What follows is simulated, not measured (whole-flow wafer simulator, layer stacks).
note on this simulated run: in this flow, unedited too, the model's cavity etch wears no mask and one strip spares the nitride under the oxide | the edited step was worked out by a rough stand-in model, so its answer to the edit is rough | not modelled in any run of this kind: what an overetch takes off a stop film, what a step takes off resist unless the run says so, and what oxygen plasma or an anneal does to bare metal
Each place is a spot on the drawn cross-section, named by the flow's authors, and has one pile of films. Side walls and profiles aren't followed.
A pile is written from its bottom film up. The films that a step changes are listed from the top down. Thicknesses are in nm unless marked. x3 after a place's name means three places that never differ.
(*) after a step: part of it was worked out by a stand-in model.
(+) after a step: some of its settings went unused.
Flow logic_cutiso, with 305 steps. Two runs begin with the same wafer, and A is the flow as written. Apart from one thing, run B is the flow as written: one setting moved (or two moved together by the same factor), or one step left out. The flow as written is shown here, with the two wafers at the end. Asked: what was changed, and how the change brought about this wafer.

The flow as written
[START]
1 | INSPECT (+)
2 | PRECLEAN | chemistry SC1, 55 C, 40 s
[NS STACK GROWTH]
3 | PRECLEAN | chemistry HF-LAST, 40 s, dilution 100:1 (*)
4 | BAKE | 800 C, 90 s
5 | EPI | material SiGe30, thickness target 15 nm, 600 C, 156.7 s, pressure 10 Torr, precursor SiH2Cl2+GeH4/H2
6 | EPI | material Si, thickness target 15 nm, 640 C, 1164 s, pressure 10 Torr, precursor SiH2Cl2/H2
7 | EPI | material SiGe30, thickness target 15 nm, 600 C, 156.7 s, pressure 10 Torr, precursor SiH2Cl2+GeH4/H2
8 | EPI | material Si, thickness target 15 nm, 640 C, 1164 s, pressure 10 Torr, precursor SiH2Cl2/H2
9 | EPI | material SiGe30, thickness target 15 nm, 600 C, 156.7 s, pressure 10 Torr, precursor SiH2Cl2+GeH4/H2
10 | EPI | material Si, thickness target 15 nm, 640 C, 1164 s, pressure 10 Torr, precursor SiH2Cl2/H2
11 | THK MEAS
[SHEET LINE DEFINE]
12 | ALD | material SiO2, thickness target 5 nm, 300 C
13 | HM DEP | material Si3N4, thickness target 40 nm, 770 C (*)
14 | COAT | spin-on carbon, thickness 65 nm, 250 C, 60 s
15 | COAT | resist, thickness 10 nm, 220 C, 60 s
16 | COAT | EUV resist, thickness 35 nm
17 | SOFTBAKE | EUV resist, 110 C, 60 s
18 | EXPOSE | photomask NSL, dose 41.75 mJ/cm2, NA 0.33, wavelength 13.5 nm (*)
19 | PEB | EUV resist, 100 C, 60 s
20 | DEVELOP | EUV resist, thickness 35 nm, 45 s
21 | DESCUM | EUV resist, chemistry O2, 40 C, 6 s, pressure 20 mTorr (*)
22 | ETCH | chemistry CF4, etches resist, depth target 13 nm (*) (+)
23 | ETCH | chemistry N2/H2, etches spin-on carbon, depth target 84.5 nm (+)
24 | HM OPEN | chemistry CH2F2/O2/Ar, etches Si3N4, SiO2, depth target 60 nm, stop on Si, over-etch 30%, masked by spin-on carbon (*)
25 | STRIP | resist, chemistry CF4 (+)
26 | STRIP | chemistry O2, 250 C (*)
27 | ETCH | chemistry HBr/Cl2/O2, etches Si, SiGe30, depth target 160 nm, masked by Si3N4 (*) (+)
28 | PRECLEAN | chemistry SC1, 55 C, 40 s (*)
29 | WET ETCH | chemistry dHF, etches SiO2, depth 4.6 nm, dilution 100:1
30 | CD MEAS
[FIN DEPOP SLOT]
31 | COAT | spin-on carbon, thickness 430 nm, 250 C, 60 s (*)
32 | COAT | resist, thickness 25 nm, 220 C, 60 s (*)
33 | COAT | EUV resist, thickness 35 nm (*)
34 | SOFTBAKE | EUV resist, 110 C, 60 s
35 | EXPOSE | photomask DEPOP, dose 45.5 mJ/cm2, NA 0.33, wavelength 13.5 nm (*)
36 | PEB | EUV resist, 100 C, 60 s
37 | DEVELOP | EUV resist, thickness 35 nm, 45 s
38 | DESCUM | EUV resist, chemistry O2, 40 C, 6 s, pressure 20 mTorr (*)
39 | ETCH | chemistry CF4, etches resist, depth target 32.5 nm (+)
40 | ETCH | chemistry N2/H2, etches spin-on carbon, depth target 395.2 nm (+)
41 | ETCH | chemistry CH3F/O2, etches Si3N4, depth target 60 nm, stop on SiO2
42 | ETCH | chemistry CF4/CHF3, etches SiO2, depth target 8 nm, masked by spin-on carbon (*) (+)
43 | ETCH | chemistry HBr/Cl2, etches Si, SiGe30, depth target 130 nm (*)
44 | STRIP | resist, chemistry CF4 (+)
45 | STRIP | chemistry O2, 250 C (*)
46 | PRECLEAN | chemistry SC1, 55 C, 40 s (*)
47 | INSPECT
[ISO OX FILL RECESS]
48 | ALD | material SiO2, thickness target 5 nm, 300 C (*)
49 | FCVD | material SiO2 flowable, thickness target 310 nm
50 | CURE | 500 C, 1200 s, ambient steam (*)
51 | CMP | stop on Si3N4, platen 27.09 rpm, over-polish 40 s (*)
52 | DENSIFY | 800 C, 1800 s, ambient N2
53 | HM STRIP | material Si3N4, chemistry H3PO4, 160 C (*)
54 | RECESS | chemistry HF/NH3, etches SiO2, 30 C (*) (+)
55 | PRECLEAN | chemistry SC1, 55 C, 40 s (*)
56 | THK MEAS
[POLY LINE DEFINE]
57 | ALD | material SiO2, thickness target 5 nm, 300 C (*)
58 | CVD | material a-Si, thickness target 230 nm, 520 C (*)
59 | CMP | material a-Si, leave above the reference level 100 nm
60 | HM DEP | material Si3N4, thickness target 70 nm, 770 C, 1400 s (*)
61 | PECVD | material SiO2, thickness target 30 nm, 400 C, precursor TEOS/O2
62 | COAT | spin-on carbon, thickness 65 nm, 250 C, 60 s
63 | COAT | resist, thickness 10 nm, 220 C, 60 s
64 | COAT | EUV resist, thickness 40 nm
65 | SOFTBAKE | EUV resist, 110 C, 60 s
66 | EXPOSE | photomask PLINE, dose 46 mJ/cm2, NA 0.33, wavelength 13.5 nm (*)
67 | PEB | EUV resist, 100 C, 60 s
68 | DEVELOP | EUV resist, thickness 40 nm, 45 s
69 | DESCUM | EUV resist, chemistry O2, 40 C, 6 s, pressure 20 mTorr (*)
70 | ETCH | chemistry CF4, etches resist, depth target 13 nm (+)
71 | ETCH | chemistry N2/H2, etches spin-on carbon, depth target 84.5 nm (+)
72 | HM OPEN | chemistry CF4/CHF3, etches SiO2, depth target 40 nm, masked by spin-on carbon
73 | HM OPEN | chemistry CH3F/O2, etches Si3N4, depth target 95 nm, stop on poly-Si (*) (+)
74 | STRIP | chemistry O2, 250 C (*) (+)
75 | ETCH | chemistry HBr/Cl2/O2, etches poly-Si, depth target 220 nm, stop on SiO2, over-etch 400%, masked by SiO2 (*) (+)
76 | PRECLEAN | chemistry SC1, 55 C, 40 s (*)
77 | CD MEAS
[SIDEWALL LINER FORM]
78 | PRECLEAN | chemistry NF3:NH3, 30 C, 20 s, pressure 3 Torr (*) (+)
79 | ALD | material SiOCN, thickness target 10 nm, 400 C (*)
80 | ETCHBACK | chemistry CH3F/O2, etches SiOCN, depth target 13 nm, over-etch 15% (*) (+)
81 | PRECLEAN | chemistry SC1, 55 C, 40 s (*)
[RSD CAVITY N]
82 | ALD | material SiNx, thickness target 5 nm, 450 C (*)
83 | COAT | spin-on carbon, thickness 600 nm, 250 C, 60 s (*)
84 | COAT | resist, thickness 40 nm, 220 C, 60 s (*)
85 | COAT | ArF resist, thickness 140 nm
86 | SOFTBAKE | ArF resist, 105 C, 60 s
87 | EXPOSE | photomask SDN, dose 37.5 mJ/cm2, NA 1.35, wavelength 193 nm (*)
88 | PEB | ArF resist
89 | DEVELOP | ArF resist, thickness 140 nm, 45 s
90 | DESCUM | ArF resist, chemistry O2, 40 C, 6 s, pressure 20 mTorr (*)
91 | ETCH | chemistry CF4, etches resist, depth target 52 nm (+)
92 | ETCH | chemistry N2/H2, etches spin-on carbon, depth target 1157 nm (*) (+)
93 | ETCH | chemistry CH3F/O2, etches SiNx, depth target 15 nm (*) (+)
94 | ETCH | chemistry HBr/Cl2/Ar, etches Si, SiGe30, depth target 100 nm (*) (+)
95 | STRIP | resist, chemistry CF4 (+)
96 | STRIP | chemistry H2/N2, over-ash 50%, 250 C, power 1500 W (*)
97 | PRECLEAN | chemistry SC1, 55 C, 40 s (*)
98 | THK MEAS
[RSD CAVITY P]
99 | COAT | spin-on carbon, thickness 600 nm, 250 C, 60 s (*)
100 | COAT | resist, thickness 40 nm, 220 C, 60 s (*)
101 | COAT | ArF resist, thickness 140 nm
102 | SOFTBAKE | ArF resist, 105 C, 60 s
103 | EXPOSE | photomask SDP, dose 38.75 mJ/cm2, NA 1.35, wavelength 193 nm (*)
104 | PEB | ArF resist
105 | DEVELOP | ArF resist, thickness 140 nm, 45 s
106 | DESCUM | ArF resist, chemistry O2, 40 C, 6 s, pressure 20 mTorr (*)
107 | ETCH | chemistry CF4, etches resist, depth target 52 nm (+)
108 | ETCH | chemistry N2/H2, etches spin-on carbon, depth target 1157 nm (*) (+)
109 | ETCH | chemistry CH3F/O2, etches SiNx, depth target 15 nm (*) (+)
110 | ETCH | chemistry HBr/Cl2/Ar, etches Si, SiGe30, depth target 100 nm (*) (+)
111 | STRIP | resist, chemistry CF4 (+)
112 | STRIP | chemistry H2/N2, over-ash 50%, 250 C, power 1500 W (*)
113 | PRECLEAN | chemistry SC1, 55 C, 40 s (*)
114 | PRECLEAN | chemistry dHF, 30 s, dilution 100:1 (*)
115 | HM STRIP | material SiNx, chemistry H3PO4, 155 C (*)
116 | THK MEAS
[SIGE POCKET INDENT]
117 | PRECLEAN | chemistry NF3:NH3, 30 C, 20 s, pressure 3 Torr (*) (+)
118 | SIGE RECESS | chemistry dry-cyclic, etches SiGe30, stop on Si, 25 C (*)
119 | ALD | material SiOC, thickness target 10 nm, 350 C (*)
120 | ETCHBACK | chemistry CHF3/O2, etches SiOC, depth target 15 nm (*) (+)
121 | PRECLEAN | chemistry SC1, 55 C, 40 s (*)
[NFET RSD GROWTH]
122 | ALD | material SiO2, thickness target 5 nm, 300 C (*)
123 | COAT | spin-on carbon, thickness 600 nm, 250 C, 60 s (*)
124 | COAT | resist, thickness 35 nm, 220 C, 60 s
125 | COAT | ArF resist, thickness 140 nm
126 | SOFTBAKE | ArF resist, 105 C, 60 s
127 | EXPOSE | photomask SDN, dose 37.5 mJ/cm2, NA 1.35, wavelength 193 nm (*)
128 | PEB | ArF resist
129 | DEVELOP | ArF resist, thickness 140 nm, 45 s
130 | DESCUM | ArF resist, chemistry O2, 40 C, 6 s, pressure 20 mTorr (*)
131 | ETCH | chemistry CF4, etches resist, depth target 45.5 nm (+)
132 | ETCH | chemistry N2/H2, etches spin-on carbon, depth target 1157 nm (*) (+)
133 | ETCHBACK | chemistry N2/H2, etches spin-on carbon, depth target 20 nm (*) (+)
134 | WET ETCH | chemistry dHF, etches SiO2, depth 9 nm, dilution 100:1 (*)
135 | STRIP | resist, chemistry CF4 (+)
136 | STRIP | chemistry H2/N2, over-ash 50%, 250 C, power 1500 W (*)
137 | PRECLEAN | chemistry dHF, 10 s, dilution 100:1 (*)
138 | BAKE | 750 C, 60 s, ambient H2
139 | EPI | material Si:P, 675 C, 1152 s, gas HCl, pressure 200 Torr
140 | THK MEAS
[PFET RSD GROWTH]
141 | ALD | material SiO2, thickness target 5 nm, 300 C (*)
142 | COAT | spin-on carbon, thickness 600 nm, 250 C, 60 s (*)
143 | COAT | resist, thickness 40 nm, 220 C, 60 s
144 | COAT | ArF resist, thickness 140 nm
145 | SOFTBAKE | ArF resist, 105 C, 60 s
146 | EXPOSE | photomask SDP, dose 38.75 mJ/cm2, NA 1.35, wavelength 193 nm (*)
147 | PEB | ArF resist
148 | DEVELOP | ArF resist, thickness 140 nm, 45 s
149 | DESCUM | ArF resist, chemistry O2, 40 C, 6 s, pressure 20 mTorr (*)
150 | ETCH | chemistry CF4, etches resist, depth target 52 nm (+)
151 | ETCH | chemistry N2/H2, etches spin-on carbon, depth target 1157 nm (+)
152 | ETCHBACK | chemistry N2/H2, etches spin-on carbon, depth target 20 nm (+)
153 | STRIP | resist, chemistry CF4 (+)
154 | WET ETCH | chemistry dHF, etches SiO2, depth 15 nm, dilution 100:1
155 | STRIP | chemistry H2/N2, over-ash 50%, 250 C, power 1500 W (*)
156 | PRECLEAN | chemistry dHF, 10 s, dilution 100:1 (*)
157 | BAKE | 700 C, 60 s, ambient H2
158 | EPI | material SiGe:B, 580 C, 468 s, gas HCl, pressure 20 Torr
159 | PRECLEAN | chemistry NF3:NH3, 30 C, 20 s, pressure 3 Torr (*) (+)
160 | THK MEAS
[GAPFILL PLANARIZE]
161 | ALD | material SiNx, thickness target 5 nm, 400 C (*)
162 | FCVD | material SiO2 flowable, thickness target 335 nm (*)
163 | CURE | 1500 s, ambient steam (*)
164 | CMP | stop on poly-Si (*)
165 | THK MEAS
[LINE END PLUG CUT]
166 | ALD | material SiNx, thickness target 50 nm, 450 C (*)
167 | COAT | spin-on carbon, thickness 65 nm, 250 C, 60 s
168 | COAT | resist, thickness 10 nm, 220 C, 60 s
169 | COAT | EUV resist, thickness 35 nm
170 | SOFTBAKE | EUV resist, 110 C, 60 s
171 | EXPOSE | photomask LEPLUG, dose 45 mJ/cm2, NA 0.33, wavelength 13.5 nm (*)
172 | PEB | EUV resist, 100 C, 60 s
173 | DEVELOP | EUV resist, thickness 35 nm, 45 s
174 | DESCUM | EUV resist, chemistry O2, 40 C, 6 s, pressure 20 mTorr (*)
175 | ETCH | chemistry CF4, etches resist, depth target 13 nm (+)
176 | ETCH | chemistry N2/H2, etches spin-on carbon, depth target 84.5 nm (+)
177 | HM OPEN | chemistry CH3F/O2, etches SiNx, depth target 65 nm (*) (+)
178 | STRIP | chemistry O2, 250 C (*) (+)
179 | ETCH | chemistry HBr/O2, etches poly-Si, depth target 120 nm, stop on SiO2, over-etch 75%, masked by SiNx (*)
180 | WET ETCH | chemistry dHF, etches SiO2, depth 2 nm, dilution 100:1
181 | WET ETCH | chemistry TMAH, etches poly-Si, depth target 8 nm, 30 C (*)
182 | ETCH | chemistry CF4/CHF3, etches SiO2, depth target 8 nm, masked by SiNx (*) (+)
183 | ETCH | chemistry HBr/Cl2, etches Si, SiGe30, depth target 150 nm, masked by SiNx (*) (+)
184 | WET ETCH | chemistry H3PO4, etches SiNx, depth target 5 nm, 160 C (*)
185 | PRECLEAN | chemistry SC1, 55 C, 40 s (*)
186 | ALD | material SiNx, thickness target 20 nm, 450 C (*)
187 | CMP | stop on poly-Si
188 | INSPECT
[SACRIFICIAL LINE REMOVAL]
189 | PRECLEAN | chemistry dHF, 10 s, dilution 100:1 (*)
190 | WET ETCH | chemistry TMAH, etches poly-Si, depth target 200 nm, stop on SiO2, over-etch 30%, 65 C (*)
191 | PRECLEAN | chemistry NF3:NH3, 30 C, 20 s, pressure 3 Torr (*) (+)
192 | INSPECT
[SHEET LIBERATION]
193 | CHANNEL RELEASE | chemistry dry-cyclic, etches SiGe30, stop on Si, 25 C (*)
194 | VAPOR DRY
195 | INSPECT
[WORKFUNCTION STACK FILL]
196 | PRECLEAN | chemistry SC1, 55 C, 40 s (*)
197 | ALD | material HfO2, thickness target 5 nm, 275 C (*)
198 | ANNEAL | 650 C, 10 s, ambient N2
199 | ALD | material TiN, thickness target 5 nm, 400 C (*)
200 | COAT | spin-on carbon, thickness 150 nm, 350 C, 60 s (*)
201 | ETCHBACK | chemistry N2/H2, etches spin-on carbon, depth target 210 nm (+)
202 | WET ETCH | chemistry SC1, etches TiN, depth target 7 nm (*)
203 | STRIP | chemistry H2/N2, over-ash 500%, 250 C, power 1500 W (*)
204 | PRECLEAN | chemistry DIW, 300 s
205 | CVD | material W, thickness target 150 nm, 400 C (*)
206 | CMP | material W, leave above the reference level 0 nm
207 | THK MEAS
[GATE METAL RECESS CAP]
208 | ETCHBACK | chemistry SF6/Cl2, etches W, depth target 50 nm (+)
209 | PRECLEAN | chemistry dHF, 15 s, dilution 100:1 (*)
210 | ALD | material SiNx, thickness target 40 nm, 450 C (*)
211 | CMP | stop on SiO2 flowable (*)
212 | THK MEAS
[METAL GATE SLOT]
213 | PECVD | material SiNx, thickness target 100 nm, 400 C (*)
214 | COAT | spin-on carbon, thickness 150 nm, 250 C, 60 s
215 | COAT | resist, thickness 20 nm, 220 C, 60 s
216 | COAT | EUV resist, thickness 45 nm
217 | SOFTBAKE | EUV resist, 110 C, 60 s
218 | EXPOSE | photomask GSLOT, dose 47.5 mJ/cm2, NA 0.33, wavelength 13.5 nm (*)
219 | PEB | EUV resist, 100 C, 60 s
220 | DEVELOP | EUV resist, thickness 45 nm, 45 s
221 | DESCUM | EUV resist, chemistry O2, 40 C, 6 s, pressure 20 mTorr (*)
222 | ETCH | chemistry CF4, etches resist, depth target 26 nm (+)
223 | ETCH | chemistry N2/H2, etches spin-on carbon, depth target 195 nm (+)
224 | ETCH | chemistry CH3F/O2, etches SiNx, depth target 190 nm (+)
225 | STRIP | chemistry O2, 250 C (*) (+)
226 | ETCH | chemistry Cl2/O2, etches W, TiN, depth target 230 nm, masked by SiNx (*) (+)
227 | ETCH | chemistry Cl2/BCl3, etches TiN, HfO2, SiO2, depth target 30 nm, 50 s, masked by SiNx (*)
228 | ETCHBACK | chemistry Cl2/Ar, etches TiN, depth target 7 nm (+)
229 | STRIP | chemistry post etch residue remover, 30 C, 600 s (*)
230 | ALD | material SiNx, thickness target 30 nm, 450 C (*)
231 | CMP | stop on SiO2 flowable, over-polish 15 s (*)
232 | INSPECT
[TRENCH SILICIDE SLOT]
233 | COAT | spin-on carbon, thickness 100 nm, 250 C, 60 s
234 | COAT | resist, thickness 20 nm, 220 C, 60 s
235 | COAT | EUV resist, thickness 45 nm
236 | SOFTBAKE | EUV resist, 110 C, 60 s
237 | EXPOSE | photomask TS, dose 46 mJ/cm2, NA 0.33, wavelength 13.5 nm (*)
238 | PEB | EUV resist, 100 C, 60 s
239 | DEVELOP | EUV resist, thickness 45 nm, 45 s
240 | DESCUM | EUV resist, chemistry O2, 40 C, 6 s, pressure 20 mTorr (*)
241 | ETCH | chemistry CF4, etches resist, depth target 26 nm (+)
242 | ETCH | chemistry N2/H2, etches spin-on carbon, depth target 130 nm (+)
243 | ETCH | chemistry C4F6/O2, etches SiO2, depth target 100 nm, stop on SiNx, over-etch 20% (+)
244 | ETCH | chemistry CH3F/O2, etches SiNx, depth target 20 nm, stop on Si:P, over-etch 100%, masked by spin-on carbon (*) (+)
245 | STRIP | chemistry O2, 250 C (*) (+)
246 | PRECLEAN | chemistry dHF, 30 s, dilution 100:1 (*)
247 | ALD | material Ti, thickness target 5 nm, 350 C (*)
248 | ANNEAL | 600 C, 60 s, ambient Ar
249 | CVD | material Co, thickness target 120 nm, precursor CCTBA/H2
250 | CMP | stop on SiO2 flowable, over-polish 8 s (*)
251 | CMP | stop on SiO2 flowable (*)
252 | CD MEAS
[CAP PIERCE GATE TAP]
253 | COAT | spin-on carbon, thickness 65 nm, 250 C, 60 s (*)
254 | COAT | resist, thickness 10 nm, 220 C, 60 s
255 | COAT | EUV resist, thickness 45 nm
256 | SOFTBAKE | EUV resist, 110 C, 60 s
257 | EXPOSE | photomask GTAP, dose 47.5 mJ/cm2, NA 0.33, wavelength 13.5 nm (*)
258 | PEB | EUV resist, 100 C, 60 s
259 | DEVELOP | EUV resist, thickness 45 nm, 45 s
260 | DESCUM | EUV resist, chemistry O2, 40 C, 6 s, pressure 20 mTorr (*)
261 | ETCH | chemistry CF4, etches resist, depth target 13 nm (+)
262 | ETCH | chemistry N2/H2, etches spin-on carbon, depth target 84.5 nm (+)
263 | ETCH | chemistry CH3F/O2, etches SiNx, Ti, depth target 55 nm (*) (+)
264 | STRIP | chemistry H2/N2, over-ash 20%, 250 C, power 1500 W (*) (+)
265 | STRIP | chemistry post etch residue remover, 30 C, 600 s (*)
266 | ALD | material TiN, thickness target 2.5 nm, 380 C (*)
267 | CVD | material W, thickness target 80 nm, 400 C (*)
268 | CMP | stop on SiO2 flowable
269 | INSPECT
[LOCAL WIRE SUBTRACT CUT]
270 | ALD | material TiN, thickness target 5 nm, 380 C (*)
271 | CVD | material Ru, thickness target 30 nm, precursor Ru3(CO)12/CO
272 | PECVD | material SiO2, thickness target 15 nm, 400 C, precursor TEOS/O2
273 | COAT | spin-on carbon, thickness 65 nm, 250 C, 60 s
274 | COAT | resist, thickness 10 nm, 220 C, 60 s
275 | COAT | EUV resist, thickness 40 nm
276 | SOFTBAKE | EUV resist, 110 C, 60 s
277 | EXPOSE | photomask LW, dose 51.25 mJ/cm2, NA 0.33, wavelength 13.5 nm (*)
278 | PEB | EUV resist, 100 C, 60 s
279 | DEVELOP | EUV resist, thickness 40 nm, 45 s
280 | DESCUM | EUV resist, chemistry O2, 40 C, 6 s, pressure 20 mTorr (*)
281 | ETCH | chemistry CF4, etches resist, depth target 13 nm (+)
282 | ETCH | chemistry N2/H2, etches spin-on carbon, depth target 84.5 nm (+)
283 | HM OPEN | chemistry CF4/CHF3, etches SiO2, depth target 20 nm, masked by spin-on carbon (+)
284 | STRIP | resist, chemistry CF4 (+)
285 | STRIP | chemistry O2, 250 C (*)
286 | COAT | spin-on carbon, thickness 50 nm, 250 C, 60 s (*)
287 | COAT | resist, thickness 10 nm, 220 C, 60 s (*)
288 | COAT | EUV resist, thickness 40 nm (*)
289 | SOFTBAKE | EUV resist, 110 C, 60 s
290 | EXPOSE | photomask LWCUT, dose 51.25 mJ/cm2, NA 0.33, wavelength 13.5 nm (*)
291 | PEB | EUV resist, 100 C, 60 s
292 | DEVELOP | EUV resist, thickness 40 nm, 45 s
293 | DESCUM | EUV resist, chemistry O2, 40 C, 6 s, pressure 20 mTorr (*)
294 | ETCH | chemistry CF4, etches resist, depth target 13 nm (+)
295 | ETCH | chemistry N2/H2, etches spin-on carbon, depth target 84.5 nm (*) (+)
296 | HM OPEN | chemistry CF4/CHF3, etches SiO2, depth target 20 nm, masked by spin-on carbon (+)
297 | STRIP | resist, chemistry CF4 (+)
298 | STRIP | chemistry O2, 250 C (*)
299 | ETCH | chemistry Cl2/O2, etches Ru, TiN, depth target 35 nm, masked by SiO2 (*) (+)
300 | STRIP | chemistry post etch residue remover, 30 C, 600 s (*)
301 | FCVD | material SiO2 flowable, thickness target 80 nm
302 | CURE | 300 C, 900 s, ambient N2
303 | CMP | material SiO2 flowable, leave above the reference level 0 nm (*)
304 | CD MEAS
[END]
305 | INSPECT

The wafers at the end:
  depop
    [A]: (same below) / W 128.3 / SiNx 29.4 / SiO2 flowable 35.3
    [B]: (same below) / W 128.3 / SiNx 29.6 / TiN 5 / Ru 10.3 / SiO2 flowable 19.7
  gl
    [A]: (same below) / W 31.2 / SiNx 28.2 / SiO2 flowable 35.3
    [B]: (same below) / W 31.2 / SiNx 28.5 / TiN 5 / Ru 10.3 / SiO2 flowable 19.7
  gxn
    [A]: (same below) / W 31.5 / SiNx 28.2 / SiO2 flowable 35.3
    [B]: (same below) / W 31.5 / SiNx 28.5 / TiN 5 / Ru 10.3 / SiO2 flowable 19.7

The reason: step 299, ETCH: depth target 19.3 nm was run, whereas the flow has depth target 35 nm.

The path from the change to this, step by step:
  299 | ETCH | chemistry Cl2/O2, etches Ru, TiN, depth target 35 nm, masked by SiO2 (*) (+)
      depop, dpovl, gfld and 15 more: A -29.6 Ru (all of it), -5 TiN (all of it) | B -19.3 Ru
      lnrt, rsdn, rsdp, tap: A -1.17 SiO2 | B -0.64 SiO2
  301 | FCVD | material SiO2 flowable, thickness target 80 nm
      iso, rsdx: A +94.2 SiO2 flowable | B +89.9 SiO2 flowable (new film)
      gfld, gl, glp, gxf, gxn, gxp, plug: A +94.4 SiO2 flowable (new film) | B +89.9 SiO2 flowable (new film)
      (and at 8 other places as well)
  303 | CMP | material SiO2 flowable, leave above the reference level 0 nm (*)
      gfld, gl, glp and 10 more: A -59.2 SiO2 flowable | B -70.3 SiO2 flowable
      depop, dpovl, isow, ns, nsgap: A -44.7 SiO2 flowable | B -60.3 SiO2 flowable
      (and at 4 other places as well)
With metal films that touch counted as one body, depop has 2 bodies (between them, from the top down: SiNx 29.6); the flow as written gives 1 body.
With metal films that touch counted as one body, gl has 5 bodies (between them, from the top down: SiNx 28.5; HfO2 5 / chemical SiO2 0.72 / Si 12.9 / chemical SiO2 0.8 / HfO2 5; HfO2 5 / chemical SiO2 0.8 / Si 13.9 / chemical SiO2 0.8 / HfO2 5; HfO2 5 / chemical SiO2 0.8 / Si 13.9 / chemical SiO2 0.8 / HfO2 5); the flow as written gives 4 bodies (between them, from the top down: HfO2 5 / chemical SiO2 0.72 / Si 12.9 / chemical SiO2 0.8 / HfO2 5; HfO2 5 / chemical SiO2 0.8 / Si 13.9 / chemical SiO2 0.8 / HfO2 5; HfO2 5 / chemical SiO2 0.8 / Si 13.9 / chemical SiO2 0.8 / HfO2 5).
With metal films that touch counted as one body, gxn has 5 bodies (between them, from the top down: SiNx 28.5; HfO2 5 / chemical SiO2 0.72 / Si 12.9 / chemical SiO2 0.8 / HfO2 5; HfO2 5 / chemical SiO2 0.8 / Si 13.9 / chemical SiO2 0.8 / HfO2 5; HfO2 5 / chemical SiO2 0.8 / Si 13.9 / chemical SiO2 0.8 / HfO2 5); the flow as written gives 4 bodies (between them, from the top down: HfO2 5 / chemical SiO2 0.72 / Si 12.9 / chemical SiO2 0.8 / HfO2 5; HfO2 5 / chemical SiO2 0.8 / Si 13.9 / chemical SiO2 0.8 / HfO2 5; HfO2 5 / chemical SiO2 0.8 / Si 13.9 / chemical SiO2 0.8 / HfO2 5).
